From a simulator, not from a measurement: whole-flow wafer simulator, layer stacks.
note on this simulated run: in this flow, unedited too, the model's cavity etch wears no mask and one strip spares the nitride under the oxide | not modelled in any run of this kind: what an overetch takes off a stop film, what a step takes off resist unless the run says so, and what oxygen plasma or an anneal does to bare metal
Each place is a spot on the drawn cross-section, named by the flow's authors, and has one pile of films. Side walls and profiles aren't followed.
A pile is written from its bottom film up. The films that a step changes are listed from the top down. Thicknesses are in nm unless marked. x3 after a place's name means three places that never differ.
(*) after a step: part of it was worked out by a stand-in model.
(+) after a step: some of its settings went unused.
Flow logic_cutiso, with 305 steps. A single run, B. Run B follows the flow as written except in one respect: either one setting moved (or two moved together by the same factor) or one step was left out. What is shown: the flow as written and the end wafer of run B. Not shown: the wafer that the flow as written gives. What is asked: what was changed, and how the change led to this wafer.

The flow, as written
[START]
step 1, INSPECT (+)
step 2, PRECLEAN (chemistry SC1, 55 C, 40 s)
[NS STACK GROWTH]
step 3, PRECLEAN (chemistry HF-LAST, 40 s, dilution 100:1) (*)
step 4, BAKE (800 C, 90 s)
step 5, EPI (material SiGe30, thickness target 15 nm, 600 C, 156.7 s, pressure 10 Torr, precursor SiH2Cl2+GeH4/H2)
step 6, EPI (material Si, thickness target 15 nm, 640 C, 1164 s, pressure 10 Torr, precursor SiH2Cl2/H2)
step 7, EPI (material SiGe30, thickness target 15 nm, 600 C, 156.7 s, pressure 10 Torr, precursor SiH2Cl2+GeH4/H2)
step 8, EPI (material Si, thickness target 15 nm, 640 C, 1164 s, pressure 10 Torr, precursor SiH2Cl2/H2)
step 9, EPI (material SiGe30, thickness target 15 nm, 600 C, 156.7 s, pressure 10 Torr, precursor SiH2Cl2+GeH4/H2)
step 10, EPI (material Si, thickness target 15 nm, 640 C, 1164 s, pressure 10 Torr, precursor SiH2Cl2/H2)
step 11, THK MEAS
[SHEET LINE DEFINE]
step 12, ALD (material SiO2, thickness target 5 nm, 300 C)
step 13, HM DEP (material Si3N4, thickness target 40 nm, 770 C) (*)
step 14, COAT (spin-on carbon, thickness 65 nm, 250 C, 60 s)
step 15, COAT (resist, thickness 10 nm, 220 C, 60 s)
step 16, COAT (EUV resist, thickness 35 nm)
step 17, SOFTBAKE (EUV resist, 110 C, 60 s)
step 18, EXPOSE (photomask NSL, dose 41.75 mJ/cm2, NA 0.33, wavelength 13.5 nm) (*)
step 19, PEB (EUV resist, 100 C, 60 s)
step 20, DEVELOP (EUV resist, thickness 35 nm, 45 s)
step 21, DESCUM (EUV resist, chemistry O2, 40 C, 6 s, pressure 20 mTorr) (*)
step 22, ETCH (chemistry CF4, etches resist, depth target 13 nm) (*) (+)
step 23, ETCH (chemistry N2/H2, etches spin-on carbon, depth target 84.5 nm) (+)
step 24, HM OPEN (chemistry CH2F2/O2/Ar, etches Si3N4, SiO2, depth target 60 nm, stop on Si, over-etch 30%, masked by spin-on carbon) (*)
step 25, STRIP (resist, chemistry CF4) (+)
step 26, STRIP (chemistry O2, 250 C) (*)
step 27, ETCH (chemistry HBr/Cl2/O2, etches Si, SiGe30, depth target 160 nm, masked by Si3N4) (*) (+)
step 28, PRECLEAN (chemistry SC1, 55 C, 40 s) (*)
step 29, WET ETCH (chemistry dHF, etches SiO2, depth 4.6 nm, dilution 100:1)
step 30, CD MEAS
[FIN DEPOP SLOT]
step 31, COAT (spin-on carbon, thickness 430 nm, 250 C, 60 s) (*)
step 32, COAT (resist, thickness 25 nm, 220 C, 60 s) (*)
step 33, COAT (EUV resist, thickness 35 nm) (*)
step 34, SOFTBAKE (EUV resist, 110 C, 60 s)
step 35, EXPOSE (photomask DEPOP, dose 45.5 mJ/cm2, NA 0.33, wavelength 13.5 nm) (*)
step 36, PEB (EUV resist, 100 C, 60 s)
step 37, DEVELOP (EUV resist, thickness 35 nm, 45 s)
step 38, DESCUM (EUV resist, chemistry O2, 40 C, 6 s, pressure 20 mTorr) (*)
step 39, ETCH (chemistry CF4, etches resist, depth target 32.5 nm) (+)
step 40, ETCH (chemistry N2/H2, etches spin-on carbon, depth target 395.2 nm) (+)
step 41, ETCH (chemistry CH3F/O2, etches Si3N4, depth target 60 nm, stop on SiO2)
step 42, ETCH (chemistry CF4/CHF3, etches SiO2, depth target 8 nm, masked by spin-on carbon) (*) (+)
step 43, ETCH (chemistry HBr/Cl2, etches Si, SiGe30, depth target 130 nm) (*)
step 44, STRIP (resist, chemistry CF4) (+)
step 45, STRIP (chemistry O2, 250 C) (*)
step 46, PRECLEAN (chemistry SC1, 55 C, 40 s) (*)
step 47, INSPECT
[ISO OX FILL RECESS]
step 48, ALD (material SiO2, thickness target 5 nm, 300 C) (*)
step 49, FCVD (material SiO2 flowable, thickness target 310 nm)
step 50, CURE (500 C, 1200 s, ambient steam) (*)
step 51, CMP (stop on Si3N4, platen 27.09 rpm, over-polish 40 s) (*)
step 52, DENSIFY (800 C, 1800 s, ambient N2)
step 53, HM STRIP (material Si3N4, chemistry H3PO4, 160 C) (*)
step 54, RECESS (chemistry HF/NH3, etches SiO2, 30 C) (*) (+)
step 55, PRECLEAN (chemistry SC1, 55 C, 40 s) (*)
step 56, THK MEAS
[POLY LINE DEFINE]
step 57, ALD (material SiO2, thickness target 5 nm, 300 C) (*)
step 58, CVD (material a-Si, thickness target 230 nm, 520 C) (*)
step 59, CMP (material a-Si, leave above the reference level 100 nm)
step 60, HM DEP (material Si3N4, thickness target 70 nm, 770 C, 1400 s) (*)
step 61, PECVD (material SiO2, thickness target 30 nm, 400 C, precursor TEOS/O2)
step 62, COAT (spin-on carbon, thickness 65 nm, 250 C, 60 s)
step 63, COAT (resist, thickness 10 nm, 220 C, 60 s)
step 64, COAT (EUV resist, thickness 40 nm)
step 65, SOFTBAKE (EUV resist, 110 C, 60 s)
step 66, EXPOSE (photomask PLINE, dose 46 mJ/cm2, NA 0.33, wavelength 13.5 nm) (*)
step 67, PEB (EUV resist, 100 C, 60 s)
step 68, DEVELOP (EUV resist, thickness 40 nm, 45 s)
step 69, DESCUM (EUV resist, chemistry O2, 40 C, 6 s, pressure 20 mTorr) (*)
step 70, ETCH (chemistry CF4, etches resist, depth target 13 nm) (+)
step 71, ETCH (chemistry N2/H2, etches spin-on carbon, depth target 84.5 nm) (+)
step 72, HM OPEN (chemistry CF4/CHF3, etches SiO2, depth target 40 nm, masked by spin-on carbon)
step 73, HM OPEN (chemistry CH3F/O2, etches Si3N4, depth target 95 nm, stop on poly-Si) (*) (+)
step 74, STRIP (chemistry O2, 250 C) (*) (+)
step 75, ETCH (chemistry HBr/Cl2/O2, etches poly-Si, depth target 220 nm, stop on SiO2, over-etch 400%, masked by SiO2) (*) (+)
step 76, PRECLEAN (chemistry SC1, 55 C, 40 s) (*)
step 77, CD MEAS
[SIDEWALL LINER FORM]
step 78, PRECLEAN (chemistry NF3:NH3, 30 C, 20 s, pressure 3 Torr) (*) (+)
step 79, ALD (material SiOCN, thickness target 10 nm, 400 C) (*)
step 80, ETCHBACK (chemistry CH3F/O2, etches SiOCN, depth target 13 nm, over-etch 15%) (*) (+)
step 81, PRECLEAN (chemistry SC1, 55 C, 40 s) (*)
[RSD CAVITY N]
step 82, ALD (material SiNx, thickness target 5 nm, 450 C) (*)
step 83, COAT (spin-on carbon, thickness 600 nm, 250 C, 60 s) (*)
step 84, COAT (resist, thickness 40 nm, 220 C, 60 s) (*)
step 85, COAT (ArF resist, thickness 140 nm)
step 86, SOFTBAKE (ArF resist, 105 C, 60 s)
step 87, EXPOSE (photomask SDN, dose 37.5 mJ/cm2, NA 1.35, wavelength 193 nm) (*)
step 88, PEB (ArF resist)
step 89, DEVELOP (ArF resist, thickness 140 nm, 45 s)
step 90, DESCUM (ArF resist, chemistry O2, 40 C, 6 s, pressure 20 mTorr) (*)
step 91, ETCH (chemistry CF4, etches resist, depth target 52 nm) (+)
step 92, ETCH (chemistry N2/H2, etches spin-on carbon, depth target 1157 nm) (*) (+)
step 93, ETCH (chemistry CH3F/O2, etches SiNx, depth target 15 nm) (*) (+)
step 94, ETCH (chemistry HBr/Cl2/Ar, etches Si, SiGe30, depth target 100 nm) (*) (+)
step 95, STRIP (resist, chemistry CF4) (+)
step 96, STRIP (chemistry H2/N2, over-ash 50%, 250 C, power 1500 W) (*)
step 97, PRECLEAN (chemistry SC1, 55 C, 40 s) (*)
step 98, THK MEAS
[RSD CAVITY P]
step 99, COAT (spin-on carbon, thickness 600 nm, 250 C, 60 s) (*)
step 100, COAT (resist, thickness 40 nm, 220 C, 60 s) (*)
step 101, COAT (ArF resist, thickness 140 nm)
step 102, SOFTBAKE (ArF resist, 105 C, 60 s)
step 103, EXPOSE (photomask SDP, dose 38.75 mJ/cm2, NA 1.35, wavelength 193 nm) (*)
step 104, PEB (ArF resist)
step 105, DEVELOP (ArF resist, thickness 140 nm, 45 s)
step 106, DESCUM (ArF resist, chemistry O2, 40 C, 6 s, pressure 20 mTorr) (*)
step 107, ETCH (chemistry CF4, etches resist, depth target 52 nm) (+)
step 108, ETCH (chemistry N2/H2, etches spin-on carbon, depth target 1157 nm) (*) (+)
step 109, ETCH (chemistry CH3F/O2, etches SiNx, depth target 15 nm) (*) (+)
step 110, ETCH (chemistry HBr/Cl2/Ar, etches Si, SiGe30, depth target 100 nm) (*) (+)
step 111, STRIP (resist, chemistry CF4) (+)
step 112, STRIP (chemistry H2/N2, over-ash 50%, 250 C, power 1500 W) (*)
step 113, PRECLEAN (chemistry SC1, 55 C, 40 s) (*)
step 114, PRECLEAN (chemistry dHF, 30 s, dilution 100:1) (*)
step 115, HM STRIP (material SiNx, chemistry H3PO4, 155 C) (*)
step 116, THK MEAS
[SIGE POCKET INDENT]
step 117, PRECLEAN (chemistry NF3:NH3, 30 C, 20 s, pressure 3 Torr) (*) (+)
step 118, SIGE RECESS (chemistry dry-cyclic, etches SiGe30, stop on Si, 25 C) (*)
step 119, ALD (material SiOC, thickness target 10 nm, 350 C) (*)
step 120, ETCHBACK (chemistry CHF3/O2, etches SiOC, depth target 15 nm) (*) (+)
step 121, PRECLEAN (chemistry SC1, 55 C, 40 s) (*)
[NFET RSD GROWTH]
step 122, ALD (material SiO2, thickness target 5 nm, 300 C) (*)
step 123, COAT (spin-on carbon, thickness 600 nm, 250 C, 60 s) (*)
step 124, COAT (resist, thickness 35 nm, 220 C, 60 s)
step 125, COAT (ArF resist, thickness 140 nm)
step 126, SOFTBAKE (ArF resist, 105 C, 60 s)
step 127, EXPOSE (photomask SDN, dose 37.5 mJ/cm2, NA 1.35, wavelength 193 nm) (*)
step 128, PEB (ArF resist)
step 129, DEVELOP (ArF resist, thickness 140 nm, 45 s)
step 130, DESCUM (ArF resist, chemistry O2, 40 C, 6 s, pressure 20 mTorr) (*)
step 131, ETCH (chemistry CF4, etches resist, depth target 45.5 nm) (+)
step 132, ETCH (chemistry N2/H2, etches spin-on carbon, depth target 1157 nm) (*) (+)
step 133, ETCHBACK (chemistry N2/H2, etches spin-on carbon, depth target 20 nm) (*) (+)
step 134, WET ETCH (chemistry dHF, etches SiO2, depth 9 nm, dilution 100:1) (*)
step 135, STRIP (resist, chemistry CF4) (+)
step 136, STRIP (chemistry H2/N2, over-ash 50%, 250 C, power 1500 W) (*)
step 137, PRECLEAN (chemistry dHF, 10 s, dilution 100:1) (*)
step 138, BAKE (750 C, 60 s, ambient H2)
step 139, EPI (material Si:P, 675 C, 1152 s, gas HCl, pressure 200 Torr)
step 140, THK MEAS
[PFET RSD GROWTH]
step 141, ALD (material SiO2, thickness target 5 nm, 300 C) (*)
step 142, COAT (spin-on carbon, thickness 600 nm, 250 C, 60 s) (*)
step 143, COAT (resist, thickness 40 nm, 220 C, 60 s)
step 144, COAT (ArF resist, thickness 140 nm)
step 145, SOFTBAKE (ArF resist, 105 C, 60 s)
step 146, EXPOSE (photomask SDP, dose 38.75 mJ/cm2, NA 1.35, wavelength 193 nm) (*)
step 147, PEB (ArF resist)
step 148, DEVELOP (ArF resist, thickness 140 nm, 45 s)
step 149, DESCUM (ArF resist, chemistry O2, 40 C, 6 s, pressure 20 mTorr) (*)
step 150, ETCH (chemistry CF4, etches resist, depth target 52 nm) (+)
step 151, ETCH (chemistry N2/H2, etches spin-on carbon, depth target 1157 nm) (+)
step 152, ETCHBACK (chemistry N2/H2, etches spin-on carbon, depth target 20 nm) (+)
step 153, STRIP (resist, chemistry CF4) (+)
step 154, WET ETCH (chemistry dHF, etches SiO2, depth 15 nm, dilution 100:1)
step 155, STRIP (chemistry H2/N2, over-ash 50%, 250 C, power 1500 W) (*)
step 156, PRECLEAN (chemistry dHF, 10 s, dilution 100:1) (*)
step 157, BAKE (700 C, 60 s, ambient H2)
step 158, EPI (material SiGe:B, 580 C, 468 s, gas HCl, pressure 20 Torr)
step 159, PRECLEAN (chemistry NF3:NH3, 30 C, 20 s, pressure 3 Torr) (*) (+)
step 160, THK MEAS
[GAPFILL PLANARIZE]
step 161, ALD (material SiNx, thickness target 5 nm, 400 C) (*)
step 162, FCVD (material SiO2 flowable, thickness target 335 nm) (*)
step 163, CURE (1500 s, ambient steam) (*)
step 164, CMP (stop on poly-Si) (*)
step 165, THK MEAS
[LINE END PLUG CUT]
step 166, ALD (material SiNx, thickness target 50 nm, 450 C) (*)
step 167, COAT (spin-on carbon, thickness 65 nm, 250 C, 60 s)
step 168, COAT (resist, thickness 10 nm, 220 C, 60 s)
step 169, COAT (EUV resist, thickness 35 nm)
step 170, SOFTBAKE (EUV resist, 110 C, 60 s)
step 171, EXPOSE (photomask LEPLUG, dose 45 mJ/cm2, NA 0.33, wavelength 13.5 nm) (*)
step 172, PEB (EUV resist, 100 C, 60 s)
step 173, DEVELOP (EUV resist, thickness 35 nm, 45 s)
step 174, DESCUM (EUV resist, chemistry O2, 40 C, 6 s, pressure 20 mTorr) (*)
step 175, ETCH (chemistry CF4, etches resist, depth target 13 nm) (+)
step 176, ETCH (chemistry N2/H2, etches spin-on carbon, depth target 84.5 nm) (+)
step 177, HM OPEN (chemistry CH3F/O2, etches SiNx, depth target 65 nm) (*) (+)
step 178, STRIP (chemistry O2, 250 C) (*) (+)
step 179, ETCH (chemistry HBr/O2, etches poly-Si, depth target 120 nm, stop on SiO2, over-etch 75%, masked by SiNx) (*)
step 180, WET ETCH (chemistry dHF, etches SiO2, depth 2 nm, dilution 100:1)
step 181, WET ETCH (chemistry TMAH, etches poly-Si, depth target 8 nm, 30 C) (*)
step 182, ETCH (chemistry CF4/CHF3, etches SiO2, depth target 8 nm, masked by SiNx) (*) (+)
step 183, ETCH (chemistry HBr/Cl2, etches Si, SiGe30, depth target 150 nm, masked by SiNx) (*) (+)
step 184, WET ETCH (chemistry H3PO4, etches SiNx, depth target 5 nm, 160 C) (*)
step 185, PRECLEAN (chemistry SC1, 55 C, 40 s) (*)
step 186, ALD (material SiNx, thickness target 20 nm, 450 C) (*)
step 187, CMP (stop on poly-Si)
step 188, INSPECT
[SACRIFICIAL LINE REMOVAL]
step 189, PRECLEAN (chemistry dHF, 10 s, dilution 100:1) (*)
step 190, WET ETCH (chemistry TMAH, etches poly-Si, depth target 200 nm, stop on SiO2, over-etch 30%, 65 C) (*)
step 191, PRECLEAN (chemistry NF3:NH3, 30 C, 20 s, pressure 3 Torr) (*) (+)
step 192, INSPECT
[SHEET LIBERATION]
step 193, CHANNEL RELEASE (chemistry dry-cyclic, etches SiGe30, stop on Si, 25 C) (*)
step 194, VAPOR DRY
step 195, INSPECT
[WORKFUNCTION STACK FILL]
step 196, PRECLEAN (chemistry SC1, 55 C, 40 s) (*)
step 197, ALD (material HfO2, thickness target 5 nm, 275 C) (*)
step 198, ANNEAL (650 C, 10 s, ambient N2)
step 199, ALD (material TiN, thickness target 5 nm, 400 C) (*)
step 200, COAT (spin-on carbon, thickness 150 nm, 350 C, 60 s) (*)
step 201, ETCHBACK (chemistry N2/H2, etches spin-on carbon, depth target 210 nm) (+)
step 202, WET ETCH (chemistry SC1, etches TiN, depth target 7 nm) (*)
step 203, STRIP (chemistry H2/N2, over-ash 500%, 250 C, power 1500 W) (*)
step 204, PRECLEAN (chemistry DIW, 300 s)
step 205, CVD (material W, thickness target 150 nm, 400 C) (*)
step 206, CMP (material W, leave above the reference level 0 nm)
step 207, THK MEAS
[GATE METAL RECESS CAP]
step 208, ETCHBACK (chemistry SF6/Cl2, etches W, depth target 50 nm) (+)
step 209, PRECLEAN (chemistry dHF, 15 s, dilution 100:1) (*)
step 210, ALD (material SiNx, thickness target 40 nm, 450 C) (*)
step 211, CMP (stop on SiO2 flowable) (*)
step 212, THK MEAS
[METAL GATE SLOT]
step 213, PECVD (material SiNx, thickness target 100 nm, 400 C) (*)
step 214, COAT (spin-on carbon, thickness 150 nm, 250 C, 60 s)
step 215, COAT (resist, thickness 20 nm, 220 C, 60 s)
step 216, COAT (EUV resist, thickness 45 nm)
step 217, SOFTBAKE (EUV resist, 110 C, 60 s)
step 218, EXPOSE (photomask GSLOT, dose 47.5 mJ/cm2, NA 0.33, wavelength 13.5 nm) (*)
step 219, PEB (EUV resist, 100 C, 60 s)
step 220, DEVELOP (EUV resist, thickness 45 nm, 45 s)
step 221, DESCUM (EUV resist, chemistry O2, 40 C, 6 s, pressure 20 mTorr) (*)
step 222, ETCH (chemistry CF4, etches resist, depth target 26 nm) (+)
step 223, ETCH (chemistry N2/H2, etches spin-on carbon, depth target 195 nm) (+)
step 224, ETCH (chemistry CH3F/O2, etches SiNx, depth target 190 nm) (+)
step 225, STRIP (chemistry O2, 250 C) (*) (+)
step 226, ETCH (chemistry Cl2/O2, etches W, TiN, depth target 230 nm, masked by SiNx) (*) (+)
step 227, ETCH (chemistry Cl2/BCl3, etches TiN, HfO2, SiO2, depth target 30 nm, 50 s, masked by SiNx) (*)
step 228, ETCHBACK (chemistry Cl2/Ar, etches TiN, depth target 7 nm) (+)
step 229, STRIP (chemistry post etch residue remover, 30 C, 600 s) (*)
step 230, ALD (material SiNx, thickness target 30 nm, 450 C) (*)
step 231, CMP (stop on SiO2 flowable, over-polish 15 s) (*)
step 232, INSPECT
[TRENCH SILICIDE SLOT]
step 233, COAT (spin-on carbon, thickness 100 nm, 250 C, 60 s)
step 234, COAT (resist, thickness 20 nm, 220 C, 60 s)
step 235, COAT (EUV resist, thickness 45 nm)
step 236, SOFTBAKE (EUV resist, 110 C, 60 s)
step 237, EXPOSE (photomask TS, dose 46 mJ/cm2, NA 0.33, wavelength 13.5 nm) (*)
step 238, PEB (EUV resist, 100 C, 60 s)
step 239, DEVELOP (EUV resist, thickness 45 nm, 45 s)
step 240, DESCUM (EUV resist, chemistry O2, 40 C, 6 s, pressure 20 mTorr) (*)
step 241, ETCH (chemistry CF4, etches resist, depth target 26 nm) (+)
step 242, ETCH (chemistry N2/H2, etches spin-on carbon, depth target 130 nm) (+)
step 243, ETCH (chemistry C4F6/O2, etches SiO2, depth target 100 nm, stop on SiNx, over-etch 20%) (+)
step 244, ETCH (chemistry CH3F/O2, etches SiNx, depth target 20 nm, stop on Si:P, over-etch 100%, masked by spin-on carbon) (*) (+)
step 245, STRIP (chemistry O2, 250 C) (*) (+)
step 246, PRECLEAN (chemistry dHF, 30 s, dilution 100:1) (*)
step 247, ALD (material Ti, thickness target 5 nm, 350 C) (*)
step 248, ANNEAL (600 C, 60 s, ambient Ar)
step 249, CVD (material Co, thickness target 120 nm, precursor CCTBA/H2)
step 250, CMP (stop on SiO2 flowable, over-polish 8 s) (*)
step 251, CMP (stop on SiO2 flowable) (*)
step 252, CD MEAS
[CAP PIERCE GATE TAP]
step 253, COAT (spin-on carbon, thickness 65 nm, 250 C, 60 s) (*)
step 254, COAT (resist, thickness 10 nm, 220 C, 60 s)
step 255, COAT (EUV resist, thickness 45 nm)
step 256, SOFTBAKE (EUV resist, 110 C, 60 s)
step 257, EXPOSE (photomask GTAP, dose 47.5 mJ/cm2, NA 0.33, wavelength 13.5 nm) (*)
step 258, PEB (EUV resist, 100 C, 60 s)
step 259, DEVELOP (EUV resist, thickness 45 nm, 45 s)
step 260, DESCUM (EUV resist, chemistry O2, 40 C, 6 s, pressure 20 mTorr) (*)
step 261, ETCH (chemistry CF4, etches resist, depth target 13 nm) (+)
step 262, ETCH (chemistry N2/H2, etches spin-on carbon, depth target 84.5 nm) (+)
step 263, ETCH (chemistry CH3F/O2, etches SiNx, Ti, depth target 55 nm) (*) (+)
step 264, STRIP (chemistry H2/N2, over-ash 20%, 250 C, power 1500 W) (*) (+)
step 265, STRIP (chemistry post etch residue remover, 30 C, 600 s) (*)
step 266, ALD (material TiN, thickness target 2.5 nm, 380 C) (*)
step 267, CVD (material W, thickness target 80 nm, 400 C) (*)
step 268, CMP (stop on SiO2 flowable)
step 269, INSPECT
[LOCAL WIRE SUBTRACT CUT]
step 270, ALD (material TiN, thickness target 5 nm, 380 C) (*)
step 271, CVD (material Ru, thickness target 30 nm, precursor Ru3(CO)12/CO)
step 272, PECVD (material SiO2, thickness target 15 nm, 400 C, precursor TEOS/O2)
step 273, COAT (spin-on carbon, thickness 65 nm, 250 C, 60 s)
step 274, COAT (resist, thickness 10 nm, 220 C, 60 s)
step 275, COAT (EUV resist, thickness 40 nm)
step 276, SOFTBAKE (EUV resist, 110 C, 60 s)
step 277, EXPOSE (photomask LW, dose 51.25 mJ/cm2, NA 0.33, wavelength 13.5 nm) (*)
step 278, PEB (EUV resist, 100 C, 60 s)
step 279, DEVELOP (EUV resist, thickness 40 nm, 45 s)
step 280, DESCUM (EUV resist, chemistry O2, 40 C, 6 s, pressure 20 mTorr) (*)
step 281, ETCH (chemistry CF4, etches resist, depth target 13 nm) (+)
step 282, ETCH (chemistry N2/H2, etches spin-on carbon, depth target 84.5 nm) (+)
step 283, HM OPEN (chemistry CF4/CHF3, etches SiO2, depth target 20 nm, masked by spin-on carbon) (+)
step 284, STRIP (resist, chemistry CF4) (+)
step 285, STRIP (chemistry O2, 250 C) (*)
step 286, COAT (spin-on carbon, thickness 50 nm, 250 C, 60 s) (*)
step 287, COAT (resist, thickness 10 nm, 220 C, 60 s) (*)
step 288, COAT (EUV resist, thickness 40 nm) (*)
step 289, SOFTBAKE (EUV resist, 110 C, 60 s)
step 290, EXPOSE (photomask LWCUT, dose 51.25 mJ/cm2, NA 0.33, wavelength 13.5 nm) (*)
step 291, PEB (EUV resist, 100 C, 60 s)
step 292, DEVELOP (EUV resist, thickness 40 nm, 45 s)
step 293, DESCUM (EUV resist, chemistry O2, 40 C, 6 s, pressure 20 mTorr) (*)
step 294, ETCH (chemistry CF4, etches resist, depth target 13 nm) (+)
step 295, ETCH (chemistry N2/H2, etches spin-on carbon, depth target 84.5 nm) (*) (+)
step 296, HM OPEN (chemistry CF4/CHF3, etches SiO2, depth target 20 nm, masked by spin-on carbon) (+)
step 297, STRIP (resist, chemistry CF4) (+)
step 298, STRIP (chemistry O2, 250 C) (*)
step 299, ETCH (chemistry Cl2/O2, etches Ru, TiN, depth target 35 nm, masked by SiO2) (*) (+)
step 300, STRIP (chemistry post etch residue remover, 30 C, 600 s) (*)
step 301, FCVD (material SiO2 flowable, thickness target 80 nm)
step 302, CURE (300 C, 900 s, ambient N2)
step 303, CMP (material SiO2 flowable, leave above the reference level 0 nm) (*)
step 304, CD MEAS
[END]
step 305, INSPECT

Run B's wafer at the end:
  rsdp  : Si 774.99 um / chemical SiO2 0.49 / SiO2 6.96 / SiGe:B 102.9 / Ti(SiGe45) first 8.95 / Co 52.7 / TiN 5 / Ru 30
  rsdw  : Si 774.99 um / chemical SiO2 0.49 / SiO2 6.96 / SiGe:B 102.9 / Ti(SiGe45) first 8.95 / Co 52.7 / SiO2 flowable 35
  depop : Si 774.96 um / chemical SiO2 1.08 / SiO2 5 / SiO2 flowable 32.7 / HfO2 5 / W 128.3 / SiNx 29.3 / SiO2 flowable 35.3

What caused this: step 151, ETCH: depth target 491.7 nm was run, while the flow as written has depth target 1157 nm.

The path from the change to this, step by step:
  step 151, ETCH (chemistry N2/H2, etches spin-on carbon, depth target 1157 nm) (+)
      rsdp, rsdw: spin-on carbon loses 491.7 (as written it would have been: spin-on carbon loses 800.8 (all of it))
      glp: spin-on carbon loses 491.7 (as written it would have been: spin-on carbon loses 524.5 (all of it), SiO2 loses 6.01)
      (also at 19 further places)
  step 152, ETCHBACK (chemistry N2/H2, etches spin-on carbon, depth target 20 nm) (+)
      glp, gxp, lnrp, rsdp, rsdw: spin-on carbon loses 20 (as written it would have been: SiO2 loses 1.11)
  step 153, STRIP (resist, chemistry CF4) (+)
      glp: nothing (as written it would have been: SiO2 loses 1.36 (all of it))
      gxp: nothing (as written it would have been: SiO2 loses 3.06 (all of it))
      (also at 20 further places)
  step 154, WET ETCH (chemistry dHF, etches SiO2, depth 15 nm, dilution 100:1)
      rsdp: nothing (as written it would have been: SiO2 loses 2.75 (all of it), chemical SiO2 loses 0.49 (all of it))
      rsdw: nothing (as written it would have been: SiO2 loses 2.25 (all of it), chemical SiO2 loses 0.49 (all of it))
  step 155, STRIP (chemistry H2/N2, over-ash 50%, 250 C, power 1500 W) (*)
      rsdp, rsdw: spin-on carbon loses 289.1 (all of it) (as written it would have been: nothing)
      glp: spin-on carbon loses 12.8 (all of it) (as written it would have been: nothing)
      (also at 2 further places)
  step 156, PRECLEAN (chemistry dHF, 10 s, dilution 100:1) (*)
      glp, gxp: SiO2 loses 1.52 (as written it would have been: Si3N4 loses 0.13)
      rsdp, rsdw: SiO2 loses 1.52 (as written it would have been: nothing)
      (also at 1 further place)
  step 158, EPI (material SiGe:B, 580 C, 468 s, gas HCl, pressure 20 Torr)
      rsdp, rsdw: SiGe:B gains 109.4 (new film) (as written it would have been: SiGe:B gains 116.8 (new film))
  step 159, PRECLEAN (chemistry NF3:NH3, 30 C, 20 s, pressure 3 Torr) (*) (+)
      glp: SiO2 loses 6.96 (all of it) (as written it would have been: Si3N4 loses 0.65)
      gxp: SiO2 loses 7.42 (as written it would have been: Si3N4 loses 0.65)
      (also at 1 further place)
  step 164, CMP (stop on poly-Si) (*)
      gxp: SiO2 flowable loses 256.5 (all of it), SiNx loses 5 (all of it), SiO2 loses 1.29 (all of it), Si3N4 loses 70 (all of it) (as written it would have been: SiO2 flowable loses 256.8 (all of it), SiNx loses 5 (all of it), Si3N4 loses 69.2 (all of it))
